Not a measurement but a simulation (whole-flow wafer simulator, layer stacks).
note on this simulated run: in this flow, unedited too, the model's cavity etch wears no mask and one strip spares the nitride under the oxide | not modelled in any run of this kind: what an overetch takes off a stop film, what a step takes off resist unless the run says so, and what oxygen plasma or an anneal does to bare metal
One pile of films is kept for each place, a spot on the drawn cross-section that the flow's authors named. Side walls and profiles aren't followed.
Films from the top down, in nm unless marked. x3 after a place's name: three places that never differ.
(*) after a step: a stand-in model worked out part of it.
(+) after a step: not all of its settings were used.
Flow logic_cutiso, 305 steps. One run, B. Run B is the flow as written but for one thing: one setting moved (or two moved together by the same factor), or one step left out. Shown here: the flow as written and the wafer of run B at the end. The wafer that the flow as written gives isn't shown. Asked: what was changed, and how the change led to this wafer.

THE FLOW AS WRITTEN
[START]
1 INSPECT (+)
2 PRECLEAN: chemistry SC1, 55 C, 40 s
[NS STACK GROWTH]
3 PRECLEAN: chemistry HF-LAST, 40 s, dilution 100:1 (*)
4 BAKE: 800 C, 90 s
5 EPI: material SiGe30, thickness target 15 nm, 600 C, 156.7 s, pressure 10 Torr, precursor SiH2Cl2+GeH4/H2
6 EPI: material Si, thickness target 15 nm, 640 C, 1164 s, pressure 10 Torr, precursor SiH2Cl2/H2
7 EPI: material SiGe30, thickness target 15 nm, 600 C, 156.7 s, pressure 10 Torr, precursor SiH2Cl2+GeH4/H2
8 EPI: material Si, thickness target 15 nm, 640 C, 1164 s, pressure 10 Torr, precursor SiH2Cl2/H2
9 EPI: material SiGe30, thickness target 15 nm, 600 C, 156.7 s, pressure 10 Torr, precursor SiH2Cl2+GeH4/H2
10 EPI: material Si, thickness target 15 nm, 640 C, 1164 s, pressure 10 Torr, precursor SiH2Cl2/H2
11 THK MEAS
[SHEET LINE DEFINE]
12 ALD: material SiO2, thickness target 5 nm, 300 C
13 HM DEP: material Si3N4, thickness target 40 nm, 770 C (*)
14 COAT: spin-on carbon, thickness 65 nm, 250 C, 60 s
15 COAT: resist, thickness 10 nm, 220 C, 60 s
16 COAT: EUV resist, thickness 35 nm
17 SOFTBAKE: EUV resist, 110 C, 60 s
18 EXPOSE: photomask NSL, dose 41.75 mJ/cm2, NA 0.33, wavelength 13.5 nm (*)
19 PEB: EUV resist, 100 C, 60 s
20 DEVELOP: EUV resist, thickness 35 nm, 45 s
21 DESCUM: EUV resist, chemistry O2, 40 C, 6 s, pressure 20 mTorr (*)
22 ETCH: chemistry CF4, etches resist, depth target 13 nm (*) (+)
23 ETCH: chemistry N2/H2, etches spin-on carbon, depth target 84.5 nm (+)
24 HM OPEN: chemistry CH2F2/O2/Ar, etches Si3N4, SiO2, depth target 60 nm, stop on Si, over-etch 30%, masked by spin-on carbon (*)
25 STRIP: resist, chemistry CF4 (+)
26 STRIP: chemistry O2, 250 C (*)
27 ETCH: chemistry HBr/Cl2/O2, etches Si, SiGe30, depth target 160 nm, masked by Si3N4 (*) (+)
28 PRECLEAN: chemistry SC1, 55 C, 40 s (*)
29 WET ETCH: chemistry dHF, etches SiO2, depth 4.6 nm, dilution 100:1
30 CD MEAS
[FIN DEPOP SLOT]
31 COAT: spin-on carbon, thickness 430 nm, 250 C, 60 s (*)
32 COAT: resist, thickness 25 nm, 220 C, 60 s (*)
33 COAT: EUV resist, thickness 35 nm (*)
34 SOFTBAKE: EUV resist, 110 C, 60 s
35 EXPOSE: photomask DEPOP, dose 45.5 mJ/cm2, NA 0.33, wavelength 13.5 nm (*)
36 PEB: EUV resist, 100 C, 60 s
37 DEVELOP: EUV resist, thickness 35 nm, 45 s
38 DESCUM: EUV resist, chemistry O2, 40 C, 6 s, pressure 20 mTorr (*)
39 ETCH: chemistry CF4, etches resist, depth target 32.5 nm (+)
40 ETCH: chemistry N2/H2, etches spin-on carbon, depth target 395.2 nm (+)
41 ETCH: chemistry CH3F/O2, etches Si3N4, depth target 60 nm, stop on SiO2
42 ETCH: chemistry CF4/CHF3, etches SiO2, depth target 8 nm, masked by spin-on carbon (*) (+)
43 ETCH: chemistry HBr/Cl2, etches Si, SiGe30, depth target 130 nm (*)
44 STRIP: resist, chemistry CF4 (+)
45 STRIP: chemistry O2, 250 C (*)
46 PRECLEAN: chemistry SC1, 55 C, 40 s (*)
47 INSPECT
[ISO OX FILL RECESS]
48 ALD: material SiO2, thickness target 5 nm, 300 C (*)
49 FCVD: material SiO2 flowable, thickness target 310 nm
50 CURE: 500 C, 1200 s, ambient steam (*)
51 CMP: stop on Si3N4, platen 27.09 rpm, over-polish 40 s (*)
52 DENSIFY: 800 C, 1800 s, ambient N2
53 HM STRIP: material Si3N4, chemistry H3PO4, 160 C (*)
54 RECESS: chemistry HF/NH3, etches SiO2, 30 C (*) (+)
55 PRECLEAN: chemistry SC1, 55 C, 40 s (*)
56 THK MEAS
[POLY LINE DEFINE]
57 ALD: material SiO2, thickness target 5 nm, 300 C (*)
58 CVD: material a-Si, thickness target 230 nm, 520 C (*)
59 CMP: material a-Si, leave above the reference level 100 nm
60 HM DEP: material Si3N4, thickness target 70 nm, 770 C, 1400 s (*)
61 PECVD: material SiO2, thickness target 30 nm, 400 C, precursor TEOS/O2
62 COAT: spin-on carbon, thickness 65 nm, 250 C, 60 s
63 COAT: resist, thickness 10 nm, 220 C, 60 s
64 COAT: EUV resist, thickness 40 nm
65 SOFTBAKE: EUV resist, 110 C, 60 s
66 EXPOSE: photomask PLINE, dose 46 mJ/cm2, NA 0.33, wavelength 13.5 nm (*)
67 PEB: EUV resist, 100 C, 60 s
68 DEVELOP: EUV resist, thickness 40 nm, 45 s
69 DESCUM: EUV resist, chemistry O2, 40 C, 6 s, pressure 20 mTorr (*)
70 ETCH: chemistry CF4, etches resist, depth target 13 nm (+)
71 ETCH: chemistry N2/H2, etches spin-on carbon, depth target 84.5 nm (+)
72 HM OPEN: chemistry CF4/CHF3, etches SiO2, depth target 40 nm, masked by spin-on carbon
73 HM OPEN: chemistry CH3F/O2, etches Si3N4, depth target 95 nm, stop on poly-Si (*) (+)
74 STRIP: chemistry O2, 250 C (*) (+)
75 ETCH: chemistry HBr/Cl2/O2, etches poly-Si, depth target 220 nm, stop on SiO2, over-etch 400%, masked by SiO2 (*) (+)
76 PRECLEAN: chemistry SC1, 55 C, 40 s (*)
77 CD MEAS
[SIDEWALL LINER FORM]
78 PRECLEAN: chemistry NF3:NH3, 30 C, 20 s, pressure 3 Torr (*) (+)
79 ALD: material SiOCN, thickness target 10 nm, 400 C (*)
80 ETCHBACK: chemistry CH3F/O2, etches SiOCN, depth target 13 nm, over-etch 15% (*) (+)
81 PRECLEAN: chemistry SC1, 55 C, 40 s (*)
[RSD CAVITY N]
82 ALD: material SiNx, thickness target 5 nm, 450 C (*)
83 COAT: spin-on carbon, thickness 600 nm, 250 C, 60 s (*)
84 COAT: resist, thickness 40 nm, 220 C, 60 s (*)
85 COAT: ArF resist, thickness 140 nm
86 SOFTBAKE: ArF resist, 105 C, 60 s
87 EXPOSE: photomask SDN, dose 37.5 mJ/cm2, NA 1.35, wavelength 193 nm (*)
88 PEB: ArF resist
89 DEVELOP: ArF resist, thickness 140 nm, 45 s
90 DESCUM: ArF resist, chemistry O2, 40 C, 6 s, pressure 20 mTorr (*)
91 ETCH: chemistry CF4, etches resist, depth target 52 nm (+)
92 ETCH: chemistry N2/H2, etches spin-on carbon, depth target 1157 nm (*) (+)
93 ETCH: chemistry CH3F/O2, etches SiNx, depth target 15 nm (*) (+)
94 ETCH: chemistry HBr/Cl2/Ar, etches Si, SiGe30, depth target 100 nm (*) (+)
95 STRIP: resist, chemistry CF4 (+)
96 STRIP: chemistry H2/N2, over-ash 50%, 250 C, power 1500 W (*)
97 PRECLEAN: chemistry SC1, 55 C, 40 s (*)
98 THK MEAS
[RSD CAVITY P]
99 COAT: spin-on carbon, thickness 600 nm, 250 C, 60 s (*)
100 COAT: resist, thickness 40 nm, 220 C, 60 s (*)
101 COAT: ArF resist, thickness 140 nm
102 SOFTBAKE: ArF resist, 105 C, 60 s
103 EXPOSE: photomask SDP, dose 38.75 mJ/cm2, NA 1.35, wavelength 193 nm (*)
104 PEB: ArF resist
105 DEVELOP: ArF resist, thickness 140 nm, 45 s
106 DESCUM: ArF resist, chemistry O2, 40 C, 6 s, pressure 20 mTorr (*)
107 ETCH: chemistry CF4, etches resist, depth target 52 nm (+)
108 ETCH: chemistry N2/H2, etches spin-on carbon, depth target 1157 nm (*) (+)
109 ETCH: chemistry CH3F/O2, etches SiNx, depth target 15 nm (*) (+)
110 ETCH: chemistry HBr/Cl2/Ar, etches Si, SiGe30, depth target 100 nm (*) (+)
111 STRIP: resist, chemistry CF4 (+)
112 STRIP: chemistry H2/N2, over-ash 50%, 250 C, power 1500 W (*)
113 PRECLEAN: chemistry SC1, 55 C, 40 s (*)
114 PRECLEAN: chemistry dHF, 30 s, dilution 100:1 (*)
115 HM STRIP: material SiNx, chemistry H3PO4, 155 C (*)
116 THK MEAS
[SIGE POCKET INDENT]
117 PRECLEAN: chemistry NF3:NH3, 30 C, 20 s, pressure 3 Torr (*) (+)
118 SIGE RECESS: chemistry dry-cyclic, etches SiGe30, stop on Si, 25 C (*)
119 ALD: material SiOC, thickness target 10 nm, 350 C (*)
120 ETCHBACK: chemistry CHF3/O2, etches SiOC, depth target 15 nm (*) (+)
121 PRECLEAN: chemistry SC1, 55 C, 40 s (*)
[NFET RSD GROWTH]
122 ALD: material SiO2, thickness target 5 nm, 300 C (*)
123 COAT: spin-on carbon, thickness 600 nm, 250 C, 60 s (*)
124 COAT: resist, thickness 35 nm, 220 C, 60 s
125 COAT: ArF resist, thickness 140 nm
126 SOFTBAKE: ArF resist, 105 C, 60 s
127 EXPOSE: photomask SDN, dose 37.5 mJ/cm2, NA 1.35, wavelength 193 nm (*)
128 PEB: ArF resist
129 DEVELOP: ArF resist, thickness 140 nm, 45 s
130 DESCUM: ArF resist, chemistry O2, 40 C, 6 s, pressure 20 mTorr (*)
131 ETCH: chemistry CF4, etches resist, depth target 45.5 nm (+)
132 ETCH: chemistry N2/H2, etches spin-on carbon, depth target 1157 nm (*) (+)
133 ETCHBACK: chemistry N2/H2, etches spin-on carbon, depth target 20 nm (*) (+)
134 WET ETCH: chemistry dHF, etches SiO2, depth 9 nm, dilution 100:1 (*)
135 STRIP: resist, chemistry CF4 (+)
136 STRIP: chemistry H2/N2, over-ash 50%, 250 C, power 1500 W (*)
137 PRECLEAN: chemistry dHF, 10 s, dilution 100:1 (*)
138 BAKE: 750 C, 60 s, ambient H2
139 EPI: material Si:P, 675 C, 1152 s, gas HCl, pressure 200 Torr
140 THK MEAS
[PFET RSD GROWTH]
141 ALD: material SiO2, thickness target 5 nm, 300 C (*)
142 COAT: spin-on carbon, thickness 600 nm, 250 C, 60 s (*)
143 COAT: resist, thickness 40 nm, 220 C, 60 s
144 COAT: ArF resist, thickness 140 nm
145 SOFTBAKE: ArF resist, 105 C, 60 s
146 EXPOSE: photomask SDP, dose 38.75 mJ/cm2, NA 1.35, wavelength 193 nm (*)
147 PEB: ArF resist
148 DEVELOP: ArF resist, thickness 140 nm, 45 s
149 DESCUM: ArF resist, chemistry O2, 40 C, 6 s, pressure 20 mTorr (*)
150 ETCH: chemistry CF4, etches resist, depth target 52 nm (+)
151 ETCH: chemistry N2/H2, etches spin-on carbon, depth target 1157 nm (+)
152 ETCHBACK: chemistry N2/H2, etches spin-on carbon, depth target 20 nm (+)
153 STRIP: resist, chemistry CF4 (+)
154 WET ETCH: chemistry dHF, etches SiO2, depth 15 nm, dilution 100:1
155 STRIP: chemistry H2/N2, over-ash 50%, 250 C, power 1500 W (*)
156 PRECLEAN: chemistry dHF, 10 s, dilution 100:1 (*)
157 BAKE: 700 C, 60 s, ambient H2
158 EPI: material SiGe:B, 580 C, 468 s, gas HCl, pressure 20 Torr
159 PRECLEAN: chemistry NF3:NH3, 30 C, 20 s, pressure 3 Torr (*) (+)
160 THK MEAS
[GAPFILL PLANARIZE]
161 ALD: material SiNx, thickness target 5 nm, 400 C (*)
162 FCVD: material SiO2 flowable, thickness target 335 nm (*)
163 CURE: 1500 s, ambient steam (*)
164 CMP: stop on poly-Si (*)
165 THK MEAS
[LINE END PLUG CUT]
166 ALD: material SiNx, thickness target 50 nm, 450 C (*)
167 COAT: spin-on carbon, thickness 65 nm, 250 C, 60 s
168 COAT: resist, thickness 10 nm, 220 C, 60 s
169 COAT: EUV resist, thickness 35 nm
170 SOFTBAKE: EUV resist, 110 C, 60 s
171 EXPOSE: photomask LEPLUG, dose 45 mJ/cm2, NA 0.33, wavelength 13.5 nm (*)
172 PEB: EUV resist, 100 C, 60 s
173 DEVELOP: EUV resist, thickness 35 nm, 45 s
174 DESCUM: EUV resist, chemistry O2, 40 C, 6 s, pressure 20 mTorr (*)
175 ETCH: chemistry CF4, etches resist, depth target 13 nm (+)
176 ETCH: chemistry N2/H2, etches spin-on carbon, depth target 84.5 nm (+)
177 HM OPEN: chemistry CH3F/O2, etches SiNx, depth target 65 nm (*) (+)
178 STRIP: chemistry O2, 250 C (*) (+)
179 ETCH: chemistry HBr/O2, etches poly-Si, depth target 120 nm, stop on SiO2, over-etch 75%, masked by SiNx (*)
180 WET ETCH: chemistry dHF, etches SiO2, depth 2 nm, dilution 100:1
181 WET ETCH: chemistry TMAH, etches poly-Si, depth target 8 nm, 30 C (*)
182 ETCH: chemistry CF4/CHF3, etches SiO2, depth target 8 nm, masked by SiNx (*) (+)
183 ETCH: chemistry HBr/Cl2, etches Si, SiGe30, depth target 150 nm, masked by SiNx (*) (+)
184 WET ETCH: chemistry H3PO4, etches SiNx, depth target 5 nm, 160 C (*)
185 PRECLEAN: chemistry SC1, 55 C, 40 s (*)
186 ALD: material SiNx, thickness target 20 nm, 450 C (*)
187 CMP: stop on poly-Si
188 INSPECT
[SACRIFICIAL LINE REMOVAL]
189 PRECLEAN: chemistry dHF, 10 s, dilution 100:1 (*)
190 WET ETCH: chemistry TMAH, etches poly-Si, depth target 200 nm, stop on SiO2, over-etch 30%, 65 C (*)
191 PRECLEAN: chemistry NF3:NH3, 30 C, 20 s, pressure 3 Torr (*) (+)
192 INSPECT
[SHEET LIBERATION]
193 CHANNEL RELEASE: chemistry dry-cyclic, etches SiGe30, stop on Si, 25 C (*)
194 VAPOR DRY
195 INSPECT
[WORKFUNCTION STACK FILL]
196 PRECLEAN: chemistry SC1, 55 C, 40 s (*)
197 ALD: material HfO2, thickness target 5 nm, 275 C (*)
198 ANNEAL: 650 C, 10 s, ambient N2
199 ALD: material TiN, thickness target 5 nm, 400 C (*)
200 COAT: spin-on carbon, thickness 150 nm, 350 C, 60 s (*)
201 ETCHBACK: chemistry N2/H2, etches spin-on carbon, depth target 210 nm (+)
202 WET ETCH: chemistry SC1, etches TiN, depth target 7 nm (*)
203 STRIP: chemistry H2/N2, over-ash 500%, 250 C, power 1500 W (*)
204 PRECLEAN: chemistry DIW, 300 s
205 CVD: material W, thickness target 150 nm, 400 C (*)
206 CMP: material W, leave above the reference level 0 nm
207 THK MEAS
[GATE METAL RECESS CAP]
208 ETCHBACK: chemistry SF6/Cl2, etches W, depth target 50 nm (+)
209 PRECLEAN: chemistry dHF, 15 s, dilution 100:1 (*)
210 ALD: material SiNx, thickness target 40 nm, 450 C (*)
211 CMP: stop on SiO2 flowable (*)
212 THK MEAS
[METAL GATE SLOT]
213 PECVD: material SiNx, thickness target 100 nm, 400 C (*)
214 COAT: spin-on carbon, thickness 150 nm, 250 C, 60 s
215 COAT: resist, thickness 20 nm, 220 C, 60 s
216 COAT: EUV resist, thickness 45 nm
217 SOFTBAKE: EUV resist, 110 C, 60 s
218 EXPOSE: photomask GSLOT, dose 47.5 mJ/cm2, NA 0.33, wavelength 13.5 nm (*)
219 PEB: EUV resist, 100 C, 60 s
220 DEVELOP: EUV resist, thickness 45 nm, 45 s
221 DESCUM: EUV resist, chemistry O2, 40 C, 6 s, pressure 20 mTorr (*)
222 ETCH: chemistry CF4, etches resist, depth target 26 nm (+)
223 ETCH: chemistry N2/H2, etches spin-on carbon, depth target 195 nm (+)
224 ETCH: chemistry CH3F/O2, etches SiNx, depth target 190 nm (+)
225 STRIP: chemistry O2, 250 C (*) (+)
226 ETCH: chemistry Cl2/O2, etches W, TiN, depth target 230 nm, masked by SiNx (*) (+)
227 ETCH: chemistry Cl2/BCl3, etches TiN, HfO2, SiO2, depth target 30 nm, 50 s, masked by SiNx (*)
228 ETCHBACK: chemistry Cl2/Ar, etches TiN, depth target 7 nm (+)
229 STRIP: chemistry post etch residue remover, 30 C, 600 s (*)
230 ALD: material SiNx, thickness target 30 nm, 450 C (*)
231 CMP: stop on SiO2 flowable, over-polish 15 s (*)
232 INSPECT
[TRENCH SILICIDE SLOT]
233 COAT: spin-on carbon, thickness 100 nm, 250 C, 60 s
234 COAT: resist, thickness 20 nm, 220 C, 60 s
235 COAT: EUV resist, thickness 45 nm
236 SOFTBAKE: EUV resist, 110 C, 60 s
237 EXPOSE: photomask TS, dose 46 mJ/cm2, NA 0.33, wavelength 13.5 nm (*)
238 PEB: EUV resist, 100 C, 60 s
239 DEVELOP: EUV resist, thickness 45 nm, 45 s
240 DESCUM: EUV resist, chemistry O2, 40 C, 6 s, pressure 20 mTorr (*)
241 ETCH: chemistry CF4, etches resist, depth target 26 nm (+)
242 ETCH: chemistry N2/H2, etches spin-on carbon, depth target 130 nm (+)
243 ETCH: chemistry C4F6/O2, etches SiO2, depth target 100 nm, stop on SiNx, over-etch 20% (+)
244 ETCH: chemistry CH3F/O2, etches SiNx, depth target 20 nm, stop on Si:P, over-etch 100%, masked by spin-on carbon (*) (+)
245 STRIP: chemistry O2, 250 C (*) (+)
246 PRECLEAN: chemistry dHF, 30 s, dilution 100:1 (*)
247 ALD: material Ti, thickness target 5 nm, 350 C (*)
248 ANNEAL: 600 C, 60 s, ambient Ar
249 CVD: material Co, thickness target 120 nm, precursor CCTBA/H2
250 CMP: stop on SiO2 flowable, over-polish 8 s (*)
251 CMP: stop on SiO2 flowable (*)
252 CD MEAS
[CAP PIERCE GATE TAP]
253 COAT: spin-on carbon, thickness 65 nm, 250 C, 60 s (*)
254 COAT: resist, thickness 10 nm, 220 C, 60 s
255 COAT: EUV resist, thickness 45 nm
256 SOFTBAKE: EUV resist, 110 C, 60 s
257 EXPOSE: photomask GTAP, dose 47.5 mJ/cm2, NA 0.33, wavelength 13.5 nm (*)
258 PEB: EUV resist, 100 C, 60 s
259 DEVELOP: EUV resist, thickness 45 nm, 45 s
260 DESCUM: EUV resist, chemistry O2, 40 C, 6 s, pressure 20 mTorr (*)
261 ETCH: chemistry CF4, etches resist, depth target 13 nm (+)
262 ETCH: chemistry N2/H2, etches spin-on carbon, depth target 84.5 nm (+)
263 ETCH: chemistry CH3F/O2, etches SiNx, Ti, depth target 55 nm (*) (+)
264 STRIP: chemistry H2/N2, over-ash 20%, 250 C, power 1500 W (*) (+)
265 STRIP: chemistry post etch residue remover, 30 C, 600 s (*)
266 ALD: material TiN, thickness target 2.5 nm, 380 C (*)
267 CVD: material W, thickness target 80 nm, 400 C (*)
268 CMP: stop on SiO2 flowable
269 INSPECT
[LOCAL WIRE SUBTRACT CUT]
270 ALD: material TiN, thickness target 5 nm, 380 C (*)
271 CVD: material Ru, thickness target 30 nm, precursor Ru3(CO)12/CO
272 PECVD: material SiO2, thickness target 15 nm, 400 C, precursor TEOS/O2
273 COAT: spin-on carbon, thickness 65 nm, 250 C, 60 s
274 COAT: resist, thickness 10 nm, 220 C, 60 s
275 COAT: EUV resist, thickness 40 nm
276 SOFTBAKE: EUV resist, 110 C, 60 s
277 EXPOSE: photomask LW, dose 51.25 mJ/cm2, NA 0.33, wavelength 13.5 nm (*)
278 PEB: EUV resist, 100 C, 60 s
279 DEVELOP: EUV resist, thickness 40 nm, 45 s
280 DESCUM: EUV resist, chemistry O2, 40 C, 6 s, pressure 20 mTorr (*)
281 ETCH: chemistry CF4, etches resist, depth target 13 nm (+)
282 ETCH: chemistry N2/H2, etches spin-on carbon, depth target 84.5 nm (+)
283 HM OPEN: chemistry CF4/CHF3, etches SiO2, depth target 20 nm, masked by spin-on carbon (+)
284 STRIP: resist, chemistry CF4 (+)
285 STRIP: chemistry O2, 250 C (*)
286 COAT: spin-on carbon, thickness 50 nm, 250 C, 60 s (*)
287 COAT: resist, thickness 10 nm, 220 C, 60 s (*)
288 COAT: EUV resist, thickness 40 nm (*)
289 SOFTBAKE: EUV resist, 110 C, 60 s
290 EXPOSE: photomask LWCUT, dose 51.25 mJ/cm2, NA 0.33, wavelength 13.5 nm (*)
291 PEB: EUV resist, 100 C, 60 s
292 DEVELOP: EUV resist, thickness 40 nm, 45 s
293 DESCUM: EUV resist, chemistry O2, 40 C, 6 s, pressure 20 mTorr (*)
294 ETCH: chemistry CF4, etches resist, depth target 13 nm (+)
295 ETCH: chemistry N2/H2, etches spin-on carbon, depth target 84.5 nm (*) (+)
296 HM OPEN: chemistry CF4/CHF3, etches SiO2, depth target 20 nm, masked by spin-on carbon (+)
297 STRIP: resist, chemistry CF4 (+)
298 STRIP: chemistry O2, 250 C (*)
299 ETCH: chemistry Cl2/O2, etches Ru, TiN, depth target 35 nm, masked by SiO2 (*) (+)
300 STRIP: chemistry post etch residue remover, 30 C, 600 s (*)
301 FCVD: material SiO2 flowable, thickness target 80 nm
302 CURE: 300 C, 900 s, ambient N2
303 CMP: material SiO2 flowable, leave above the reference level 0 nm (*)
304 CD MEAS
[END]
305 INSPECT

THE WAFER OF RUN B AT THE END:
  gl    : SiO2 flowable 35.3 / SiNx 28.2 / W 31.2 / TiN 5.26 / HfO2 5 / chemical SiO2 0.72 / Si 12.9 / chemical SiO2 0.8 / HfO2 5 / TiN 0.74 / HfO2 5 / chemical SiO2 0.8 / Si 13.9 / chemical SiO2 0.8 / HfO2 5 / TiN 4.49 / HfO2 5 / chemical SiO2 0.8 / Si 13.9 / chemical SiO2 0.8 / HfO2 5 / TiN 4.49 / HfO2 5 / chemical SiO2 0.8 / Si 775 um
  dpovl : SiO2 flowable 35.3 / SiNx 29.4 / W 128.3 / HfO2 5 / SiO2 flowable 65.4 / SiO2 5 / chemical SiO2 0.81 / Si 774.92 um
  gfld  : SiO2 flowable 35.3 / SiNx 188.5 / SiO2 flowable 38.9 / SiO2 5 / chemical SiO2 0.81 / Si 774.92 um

The cause: step 9, EPI: thickness target 11.2 nm was run, where the flow has thickness target 15 nm; step 9, EPI: 117.5 s was run, where the flow has 156.7 s.

How the change led to this, step by step:
  9 EPI: material SiGe30, thickness target 15 nm, 600 C, 156.7 s, pressure 10 Torr, precursor SiH2Cl2+GeH4/H2
      depop, dpovl, gfld and 19 more: SiGe30 +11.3 (new film) (as written it would be: SiGe30 +15 (new film))
  27 ETCH: chemistry HBr/Cl2/O2, etches Si, SiGe30, depth target 160 nm, masked by Si3N4 (*) (+)
      gfld, gxf, iso, lnri: chemical SiO2 -0.79 (all of it), Si -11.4 (all of it), SiGe30 -11.3 (all of it), Si -15 (all of it), SiGe30 -15 (all of it), Si -15 (all of it), SiGe30 -15 (all of it), Si -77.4 (as written it would be: chemical SiO2 -0.79 (all of it), Si -11.4 (all of it), SiGe30 -15 (all of it), Si -15 (all of it), SiGe30 -15 (all of it), Si -15 (all of it), SiGe30 -15 (all of it), Si -73.6)
      dpovl, nsgap: chemical SiO2 -0.79 (all of it), Si -11.8 (all of it), SiGe30 -11.3 (all of it), Si -15 (all of it), SiGe30 -15 (all of it), Si -15 (all of it), SiGe30 -15 (all of it), Si -77 (as written it would be: chemical SiO2 -0.79 (all of it), Si -11.8 (all of it), SiGe30 -15 (all of it), Si -15 (all of it), SiGe30 -15 (all of it), Si -15 (all of it), SiGe30 -15 (all of it), Si -73.2)
      (and at 1 more place)
  43 ETCH: chemistry HBr/Cl2, etches Si, SiGe30, depth target 130 nm (*)
      depop: Si -14 (all of it), SiGe30 -11.3 (all of it), Si -15 (all of it), SiGe30 -15 (all of it), Si -15 (all of it), SiGe30 -15 (all of it), Si -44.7 (as written it would be: Si -14 (all of it), SiGe30 -15 (all of it), Si -15 (all of it), SiGe30 -15 (all of it), Si -15 (all of it), SiGe30 -15 (all of it), Si -41)
  94 ETCH: chemistry HBr/Cl2/Ar, etches Si, SiGe30, depth target 100 nm (*) (+)
      rsdn, rsdx: chemical SiO2 -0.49 (all of it), Si -12.8 (all of it), SiGe30 -11.3 (all of it), Si -15 (all of it), SiGe30 -15 (all of it), Si -15 (all of it), SiGe30 -15 (all of it), Si -15.9 (as written it would be: chemical SiO2 -0.49 (all of it), Si -12.8 (all of it), SiGe30 -15 (all of it), Si -15 (all of it), SiGe30 -15 (all of it), Si -15 (all of it), SiGe30 -15 (all of it), Si -12.2)
  110 ETCH: chemistry HBr/Cl2/Ar, etches Si, SiGe30, depth target 100 nm (*) (+)
      rsdp, rsdw: chemical SiO2 -0.49 (all of it), Si -12.8 (all of it), SiGe30 -11.3 (all of it), Si -15 (all of it), SiGe30 -15 (all of it), Si -15 (all of it), SiGe30 -15 (all of it), Si -15.9 (as written it would be: chemical SiO2 -0.49 (all of it), Si -12.8 (all of it), SiGe30 -15 (all of it), Si -15 (all of it), SiGe30 -15 (all of it), Si -15 (all of it), SiGe30 -15 (all of it), Si -12.2)
  118 SIGE RECESS: chemistry dry-cyclic, etches SiGe30, stop on Si, 25 C (*)
      lnr, lnrp, lnrt: SiOCN -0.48, Si -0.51, cavity +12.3 (new film), SiGe30 -11.3 (all of it), Si -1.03, cavity +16 (new film), SiGe30 -15 (all of it), Si -1.03, cavity +16 (new film), SiGe30 -15 (all of it), Si -0.51 (as written it would be: SiOCN -0.48, Si -0.51, cavity +16 (new film), SiGe30 -15 (all of it), Si -1.03, cavity +16 (new film), SiGe30 -15 (all of it), Si -1.03, cavity +16 (new film), SiGe30 -15 (all of it), Si -0.51)
  119 ALD: material SiOC, thickness target 10 nm, 350 C (*)
      lnr, lnrp, lnrt: SiOC +10 (new film), SiOC +12.3 (new film), cavity -12.3 (all of it), SiOC +16 (new film), cavity -16 (all of it), SiOC +16 (new film), cavity -16 (all of it) (as written it would be: SiOC +10 (new film), SiOC +16 (new film), cavity -16 (all of it), SiOC +16 (new film), cavity -16 (all of it), SiOC +16 (new film), cavity -16 (all of it))
  183 ETCH: chemistry HBr/Cl2, etches Si, SiGe30, depth target 150 nm, masked by SiNx (*) (+)
      plug: Si -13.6 (all of it), SiGe30 -11.3 (all of it), Si -15 (all of it), SiGe30 -15 (all of it), Si -15 (all of it), SiGe30 -15 (all of it), Si -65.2 (as written it would be: Si -13.6 (all of it), SiGe30 -15 (all of it), Si -15 (all of it), SiGe30 -15 (all of it), Si -15 (all of it), SiGe30 -15 (all of it), Si -61.4)
  193 CHANNEL RELEASE: chemistry dry-cyclic, etches SiGe30, stop on Si, 25 C (*)
      gl, glp, gxn, gxp, ns, tap: chemical SiO2 +0.8 (new film), Si -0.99, chemical SiO2 +0.8 (new film), cavity +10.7 (new film), chemical SiO2 +0.8 (new film), SiGe30 -11.3 (all of it), Si -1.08, chemical SiO2 +0.8 (new film), cavity +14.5 (new film), chemical SiO2 +0.8 (new film), SiGe30 -15 (all of it), Si -1.08, chemical SiO2 +0.8 (new film), cavity +14.5 (new film), chemical SiO2 +0.8 (new film), SiGe30 -15 (all of it), Si -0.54 (as written it would be: chemical SiO2 +0.8 (new film), Si -0.99, chemical SiO2 +0.8 (new film), cavity +14.5 (new film), chemical SiO2 +0.8 (new film), SiGe30 -15 (all of it), Si -1.08, chemical SiO2 +0.8 (new film), cavity +14.5 (new film), chemical SiO2 +0.8 (new film), SiGe30 -15 (all of it), Si -1.08, chemical SiO2 +0.8 (new film), cavity +14.5 (new film), chemical SiO2 +0.8 (new film), SiGe30 -15 (all of it), Si -0.54)
  199 ALD: material TiN, thickness target 5 nm, 400 C (*)
      gl, glp, tap: TiN +5.26 (new film), TiN +0.74 (new film), cavity -0.74 (all of it), TiN +4.49 (new film), cavity -4.49 (all of it), TiN +4.49 (new film), cavity -4.49 (all of it) (as written it would be: TiN +5.26 (new film), TiN +4.49 (new film), cavity -4.49 (all of it), TiN +4.49 (new film), cavity -4.49 (all of it), TiN +4.49 (new film), cavity -4.49 (all of it))
      gxn, gxp, ns: TiN +5 (new film), TiN +0.74 (new film), cavity -0.74 (all of it), TiN +4.49 (new film), cavity -4.49 (all of it), TiN +4.49 (new film), cavity -4.49 (all of it) (as written it would be: TiN +5 (new film), TiN +4.49 (new film), cavity -4.49 (all of it), TiN +4.49 (new film), cavity -4.49 (all of it), TiN +4.49 (new film), cavity -4.49 (all of it))
